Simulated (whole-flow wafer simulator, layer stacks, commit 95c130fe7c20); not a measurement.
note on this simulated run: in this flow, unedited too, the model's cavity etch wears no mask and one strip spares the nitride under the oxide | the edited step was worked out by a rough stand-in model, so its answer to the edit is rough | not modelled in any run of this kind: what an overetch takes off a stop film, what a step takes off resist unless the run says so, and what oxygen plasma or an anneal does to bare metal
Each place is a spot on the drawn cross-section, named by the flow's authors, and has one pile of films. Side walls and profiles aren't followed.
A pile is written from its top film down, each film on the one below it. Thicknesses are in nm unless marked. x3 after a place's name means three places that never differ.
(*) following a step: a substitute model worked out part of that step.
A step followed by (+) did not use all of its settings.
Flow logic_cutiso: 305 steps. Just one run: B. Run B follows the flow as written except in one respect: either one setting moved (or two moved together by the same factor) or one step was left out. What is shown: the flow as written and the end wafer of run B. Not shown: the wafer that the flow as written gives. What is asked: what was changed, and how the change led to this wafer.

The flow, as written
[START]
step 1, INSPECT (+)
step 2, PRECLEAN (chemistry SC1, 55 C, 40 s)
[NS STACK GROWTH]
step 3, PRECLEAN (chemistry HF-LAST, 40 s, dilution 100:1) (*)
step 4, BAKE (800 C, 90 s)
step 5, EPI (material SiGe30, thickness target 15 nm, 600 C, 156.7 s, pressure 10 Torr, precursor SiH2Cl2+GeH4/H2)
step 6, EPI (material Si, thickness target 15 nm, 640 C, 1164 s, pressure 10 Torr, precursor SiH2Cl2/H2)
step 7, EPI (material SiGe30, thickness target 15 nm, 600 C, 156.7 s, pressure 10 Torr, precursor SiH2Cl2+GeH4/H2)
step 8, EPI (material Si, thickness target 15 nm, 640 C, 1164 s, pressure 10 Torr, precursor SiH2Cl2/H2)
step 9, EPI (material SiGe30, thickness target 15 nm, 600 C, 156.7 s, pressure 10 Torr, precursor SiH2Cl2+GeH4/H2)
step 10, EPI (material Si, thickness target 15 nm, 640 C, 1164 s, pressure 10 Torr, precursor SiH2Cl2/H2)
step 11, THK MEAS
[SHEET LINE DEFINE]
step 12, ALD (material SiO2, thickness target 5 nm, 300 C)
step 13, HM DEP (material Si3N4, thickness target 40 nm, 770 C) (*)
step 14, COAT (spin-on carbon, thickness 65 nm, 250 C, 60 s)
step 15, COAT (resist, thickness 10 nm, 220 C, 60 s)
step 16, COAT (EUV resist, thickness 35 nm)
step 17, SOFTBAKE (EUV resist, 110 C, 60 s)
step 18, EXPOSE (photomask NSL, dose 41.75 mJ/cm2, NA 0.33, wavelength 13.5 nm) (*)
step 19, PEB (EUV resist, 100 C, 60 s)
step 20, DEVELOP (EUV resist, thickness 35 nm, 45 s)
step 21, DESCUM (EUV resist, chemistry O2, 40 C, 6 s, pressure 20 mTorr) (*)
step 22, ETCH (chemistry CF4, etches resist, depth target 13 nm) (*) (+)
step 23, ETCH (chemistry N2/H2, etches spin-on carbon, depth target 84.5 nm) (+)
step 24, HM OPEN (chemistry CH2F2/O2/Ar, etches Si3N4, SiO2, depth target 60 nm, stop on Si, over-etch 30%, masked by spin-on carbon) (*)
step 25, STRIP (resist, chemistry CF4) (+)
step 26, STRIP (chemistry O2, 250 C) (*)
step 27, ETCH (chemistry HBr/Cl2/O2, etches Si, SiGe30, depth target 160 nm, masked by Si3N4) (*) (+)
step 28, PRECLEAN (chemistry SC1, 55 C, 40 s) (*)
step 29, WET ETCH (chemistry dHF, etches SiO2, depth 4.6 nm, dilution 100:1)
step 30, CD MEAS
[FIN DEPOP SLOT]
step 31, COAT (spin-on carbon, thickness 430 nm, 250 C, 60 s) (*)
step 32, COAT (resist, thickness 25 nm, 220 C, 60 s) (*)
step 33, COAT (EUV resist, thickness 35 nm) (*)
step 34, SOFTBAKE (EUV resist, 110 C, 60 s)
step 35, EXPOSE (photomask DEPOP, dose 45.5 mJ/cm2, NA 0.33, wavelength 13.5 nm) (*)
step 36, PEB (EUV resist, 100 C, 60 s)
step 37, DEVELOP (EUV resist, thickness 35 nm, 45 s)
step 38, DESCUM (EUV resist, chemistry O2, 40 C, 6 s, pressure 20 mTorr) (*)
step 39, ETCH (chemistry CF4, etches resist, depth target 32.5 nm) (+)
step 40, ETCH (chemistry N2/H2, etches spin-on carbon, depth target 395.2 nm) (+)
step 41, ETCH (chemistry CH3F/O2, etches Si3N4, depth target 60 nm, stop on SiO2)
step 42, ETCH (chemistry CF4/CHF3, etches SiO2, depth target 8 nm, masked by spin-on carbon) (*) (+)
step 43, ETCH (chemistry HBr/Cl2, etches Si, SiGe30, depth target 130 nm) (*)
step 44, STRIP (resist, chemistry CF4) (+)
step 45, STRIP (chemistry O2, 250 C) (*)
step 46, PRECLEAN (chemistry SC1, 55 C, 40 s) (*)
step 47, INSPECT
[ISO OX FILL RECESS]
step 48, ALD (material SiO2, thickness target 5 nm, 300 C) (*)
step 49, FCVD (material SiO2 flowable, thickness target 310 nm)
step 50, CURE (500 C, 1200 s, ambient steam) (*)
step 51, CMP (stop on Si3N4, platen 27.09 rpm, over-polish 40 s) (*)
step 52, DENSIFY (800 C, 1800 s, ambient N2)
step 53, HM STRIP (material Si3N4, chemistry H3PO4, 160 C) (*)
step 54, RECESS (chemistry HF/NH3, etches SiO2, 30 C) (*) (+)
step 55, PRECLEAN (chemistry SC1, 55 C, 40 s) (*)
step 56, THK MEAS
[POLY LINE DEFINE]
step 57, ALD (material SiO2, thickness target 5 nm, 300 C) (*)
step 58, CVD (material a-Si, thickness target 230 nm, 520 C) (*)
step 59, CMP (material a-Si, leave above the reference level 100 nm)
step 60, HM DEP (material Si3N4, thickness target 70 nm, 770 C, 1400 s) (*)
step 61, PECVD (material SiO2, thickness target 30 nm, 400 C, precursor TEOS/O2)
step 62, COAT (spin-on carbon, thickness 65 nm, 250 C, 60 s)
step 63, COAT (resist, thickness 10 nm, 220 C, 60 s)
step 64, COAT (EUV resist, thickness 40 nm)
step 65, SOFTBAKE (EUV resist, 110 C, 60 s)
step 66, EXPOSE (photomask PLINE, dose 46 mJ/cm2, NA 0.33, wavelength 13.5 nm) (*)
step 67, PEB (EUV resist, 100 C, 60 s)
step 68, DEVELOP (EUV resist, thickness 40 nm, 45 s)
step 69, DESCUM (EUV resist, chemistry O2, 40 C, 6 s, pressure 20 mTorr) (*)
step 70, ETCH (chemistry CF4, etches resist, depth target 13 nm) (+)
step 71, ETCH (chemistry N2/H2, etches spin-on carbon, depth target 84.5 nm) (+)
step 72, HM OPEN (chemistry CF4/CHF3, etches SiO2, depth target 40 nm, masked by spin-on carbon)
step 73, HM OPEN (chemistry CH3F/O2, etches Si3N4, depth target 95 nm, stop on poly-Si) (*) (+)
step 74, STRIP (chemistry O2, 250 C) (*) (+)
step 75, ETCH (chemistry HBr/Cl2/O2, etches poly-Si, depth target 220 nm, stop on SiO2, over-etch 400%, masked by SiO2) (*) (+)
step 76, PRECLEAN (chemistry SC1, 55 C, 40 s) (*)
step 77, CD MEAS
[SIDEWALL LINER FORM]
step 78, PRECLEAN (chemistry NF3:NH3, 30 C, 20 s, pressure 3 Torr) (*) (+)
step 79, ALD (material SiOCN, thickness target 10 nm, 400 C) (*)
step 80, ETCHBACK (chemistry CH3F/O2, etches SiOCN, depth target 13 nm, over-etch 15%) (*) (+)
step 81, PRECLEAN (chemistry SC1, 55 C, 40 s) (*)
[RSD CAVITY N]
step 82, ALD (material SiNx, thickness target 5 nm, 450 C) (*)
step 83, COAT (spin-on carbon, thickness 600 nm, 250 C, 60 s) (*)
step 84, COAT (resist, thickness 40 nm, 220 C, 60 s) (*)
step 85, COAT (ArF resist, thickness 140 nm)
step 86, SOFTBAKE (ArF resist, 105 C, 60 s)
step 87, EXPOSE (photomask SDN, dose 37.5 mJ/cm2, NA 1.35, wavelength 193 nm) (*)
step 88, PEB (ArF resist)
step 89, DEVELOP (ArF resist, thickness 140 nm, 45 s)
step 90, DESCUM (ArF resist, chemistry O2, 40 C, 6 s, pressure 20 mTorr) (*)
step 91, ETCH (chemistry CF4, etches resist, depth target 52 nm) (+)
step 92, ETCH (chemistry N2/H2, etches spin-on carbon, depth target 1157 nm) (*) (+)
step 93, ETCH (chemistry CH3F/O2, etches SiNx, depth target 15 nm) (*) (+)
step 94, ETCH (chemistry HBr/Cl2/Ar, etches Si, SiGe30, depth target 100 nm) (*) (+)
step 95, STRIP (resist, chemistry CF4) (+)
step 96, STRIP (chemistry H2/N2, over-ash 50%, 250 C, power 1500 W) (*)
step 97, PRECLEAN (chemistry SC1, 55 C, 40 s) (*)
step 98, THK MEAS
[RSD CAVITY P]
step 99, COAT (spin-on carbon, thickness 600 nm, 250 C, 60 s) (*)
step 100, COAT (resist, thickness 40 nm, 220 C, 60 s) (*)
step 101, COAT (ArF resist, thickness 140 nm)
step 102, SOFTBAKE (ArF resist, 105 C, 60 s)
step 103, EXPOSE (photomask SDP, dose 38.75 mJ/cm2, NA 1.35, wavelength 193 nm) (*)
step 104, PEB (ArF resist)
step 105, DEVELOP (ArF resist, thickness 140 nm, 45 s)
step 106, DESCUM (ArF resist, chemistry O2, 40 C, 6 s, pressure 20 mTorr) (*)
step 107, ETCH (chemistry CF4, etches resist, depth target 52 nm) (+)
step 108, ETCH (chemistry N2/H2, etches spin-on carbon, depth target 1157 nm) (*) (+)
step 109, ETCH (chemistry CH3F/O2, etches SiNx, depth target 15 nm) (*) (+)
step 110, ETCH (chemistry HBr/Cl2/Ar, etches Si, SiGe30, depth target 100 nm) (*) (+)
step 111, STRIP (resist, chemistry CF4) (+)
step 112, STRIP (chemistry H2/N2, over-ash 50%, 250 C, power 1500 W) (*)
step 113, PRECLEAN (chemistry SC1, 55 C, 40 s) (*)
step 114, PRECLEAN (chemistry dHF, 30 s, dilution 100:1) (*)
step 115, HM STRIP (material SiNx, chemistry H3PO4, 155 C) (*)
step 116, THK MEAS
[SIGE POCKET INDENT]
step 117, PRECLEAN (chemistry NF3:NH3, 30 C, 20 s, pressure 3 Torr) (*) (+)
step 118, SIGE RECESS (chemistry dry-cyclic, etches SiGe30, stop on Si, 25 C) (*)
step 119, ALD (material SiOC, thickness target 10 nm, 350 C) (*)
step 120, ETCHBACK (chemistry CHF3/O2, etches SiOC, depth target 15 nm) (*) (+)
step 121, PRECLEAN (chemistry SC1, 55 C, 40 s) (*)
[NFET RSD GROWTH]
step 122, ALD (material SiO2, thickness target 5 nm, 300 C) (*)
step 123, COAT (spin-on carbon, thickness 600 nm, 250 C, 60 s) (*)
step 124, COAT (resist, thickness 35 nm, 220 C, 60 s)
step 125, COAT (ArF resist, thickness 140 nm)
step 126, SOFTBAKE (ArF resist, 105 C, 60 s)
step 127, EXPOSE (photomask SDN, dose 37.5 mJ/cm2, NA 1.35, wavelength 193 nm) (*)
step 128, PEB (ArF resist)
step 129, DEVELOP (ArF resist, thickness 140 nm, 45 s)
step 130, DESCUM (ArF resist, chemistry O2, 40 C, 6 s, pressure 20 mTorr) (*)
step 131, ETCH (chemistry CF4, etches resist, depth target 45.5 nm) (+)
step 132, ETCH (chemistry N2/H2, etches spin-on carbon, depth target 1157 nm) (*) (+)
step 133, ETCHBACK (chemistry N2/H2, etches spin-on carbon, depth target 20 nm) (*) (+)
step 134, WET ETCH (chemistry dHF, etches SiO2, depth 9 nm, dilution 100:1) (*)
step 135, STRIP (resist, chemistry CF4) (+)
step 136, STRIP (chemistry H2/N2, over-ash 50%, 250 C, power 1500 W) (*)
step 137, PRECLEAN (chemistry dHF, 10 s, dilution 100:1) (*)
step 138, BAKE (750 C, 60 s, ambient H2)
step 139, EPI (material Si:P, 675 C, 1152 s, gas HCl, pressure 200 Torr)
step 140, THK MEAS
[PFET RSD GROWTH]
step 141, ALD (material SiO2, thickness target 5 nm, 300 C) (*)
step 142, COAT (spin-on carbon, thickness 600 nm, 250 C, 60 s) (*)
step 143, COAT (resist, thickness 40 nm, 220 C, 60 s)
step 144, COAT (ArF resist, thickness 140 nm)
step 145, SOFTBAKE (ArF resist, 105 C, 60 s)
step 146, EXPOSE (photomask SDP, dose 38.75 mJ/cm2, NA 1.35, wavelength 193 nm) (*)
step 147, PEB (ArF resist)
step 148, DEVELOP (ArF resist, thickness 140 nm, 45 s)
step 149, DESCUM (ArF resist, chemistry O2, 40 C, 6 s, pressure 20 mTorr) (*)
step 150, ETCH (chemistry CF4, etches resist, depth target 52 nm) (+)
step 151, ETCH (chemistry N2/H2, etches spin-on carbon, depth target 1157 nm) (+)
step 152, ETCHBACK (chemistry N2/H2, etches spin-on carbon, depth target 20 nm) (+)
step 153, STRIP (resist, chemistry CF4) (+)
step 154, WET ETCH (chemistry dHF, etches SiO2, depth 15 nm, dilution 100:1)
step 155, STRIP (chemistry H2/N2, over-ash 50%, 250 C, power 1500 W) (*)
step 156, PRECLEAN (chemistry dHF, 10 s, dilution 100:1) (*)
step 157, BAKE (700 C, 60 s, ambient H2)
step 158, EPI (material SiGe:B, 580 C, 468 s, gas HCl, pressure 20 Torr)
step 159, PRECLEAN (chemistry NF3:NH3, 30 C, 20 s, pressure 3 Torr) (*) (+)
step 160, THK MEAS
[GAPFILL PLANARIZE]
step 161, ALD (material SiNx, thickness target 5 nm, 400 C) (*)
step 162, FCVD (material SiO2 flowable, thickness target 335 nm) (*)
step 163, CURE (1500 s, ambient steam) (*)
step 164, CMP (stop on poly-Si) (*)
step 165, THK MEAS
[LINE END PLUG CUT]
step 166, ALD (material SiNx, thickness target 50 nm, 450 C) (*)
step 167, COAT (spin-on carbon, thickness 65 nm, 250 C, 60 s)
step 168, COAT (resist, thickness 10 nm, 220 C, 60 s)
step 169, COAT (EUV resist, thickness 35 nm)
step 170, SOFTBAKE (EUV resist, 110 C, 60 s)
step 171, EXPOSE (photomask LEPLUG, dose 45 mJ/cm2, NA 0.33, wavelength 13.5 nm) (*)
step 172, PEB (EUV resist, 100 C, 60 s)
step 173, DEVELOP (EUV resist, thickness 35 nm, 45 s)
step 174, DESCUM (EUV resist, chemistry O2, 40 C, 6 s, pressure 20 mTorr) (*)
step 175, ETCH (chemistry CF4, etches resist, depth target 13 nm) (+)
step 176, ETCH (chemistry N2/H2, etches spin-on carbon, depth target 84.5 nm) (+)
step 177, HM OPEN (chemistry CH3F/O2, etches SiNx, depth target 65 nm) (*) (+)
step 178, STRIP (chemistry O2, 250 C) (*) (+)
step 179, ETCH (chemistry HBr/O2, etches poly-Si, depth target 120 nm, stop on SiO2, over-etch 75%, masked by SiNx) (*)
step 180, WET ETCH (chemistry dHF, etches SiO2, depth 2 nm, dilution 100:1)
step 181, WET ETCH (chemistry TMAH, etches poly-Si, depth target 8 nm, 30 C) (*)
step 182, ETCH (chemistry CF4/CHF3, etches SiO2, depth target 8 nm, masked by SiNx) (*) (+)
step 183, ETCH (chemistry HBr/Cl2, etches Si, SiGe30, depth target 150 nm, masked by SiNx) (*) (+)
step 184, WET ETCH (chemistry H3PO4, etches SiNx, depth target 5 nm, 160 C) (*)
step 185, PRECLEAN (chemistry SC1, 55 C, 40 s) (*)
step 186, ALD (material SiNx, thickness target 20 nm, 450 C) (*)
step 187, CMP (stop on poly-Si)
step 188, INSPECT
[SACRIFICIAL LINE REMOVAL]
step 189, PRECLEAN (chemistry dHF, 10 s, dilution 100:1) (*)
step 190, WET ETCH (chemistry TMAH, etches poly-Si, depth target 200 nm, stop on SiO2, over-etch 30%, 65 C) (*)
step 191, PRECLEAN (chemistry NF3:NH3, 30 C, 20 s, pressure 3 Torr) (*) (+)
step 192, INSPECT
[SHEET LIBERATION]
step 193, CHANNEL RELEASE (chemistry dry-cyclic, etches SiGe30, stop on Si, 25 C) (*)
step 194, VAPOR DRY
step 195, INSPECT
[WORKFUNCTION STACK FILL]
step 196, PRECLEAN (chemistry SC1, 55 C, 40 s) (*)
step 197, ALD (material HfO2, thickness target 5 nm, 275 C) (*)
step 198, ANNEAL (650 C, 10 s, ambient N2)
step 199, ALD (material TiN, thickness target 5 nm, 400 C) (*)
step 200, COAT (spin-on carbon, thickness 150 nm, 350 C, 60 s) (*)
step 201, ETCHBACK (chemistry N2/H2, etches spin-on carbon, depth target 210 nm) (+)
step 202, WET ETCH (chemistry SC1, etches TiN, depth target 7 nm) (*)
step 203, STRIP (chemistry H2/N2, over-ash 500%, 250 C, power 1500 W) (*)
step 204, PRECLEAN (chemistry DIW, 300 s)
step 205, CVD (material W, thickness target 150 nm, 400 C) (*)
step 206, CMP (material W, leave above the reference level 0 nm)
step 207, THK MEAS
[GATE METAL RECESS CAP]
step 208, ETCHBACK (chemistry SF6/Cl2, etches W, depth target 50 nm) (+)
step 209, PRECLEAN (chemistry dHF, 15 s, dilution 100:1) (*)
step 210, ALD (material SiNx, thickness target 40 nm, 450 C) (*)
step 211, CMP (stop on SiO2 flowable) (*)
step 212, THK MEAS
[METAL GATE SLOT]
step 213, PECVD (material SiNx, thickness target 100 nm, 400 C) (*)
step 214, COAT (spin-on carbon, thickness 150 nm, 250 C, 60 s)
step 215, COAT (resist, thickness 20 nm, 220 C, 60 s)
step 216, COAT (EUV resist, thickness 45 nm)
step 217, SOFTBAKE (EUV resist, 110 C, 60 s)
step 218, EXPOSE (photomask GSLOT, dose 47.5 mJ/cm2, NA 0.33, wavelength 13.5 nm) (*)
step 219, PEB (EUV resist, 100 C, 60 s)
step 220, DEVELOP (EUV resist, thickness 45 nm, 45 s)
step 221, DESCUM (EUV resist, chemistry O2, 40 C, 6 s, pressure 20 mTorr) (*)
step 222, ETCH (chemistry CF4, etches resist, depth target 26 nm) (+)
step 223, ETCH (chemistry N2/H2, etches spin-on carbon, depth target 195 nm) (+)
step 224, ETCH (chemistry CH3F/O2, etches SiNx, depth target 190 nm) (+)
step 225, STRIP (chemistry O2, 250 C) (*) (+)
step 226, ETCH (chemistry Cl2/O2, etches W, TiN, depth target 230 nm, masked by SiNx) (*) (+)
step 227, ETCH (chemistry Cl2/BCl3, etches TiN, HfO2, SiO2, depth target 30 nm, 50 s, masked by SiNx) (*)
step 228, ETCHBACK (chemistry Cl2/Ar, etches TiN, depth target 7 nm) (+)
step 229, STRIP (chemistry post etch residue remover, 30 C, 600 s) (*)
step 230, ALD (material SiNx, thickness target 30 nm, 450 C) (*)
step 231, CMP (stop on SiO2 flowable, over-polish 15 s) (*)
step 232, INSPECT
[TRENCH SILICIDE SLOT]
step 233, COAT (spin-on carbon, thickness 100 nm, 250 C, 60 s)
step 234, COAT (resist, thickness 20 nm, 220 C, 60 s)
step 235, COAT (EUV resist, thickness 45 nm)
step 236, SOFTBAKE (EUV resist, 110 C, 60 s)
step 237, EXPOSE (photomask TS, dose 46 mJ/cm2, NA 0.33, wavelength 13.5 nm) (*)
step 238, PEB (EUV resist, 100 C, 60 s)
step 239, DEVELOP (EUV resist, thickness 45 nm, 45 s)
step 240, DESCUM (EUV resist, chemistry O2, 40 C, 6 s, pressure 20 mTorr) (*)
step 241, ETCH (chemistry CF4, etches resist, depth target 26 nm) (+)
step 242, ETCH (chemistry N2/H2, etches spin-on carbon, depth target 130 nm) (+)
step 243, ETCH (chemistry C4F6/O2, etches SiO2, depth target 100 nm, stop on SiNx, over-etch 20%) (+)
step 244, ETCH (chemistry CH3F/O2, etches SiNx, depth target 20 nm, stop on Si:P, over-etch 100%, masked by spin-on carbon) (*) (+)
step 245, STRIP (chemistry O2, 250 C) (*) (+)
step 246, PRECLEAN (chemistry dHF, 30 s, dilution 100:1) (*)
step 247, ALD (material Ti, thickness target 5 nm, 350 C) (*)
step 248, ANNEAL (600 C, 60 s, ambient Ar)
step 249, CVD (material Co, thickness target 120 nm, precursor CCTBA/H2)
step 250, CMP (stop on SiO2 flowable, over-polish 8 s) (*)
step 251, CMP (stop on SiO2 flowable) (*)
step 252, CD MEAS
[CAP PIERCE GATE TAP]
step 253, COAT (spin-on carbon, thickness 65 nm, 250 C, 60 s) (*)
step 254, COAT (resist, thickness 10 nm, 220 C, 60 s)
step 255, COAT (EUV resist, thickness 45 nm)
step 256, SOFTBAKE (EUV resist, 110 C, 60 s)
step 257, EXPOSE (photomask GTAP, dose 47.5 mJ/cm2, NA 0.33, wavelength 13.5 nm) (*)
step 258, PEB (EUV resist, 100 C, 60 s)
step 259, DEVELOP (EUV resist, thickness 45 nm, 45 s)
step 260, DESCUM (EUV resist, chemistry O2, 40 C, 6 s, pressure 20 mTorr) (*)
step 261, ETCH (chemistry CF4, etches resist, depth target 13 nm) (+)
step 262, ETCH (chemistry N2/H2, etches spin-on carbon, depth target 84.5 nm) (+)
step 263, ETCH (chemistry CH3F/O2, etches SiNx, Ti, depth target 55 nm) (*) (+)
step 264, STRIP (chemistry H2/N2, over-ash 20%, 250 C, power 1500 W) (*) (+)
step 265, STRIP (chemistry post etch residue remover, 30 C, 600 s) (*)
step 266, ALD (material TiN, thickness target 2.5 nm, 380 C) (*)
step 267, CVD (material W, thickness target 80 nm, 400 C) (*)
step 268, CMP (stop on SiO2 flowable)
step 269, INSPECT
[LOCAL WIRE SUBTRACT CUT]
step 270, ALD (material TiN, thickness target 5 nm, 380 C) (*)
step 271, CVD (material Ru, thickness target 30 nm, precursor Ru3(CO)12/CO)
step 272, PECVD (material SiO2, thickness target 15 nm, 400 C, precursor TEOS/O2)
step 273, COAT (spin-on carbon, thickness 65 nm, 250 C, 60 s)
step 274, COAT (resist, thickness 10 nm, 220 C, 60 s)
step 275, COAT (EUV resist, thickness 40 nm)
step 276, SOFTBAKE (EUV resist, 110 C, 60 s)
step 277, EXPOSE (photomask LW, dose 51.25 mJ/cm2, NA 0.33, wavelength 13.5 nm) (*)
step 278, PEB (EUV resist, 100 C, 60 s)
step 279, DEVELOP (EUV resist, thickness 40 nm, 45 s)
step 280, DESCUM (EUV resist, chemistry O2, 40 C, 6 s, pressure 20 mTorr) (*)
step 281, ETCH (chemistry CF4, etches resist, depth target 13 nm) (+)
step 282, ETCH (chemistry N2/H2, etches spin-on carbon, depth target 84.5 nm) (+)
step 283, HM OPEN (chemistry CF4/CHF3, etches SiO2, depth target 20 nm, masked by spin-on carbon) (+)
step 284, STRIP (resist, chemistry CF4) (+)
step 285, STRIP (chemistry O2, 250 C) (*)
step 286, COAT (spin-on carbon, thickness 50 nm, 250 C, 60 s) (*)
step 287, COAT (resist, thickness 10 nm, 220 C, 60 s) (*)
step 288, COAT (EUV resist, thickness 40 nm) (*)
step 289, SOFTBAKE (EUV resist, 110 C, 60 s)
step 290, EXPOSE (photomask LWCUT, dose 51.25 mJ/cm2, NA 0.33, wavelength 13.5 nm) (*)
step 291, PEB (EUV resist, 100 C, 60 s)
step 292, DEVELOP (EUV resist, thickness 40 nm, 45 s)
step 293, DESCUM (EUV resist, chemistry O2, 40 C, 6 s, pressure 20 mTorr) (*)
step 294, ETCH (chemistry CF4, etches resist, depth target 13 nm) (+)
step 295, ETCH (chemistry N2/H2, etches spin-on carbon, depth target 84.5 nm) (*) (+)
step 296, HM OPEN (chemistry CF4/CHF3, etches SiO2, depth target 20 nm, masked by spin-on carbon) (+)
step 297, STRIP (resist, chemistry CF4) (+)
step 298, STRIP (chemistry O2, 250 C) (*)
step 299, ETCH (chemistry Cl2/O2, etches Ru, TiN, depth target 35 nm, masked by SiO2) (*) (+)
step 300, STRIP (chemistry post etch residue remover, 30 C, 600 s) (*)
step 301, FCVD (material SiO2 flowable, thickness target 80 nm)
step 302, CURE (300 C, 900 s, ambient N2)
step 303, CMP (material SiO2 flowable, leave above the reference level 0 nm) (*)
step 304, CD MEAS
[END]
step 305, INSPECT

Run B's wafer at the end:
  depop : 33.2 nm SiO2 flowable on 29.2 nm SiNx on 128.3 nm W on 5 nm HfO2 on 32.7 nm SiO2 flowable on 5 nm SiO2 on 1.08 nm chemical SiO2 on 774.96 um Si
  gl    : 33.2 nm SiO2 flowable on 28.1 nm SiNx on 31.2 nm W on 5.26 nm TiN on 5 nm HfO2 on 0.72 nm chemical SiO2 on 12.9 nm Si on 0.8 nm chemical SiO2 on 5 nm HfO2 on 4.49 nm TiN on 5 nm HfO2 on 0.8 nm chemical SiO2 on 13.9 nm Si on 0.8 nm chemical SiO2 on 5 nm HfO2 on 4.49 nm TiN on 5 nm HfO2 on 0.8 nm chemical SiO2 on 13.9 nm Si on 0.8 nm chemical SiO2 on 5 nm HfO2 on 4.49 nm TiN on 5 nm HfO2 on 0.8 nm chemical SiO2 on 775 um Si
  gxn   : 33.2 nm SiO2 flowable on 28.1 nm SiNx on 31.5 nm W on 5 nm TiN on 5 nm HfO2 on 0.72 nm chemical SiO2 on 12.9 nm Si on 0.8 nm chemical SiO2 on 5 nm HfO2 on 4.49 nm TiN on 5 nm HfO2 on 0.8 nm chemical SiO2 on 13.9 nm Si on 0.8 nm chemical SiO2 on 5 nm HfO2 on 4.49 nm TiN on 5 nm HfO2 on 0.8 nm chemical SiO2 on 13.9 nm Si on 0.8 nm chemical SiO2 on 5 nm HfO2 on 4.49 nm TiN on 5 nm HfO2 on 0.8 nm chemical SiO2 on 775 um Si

The reason: step 270, ALD: thickness target 2.8 nm was run, though the flow has thickness target 5 nm.

The path from the change to this, step by step:
  step 270, ALD (material TiN, thickness target 5 nm, 380 C) (*)
      depop, dpovl, gfld and 19 more: +2.8 TiN (new film) (in the flow as written it would be: +5 TiN (new film))
  step 299, ETCH (chemistry Cl2/O2, etches Ru, TiN, depth target 35 nm, masked by SiO2) (*) (+)
      depop, dpovl, gfld and 9 more: -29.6 Ru (all of it), -2.8 TiN (all of it), -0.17 SiNx (in the flow as written it would be: -29.6 Ru (all of it), -5 TiN (all of it))
      iso, rsdx: -29.6 Ru (all of it), -2.8 TiN (all of it), -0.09 SiO2 flowable (in the flow as written it would be: -29.6 Ru (all of it), -5 TiN (all of it))
      (and at 4 other places as well)
  step 301, FCVD (material SiO2 flowable, thickness target 80 nm)
      lnrt, rsdn, rsdp, tap: +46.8 SiO2 flowable (new film) (in the flow as written it would be: +45.3 SiO2 flowable (new film))
  step 303, CMP (material SiO2 flowable, leave above the reference level 0 nm) (*)
      gfld, gl, glp and 10 more: -60.6 SiO2 flowable (in the flow as written it would be: -59.2 SiO2 flowable)
      depop, dpovl, isow, ns, nsgap: -46.8 SiO2 flowable (in the flow as written it would be: -44.7 SiO2 flowable)
      (and at 4 other places as well)
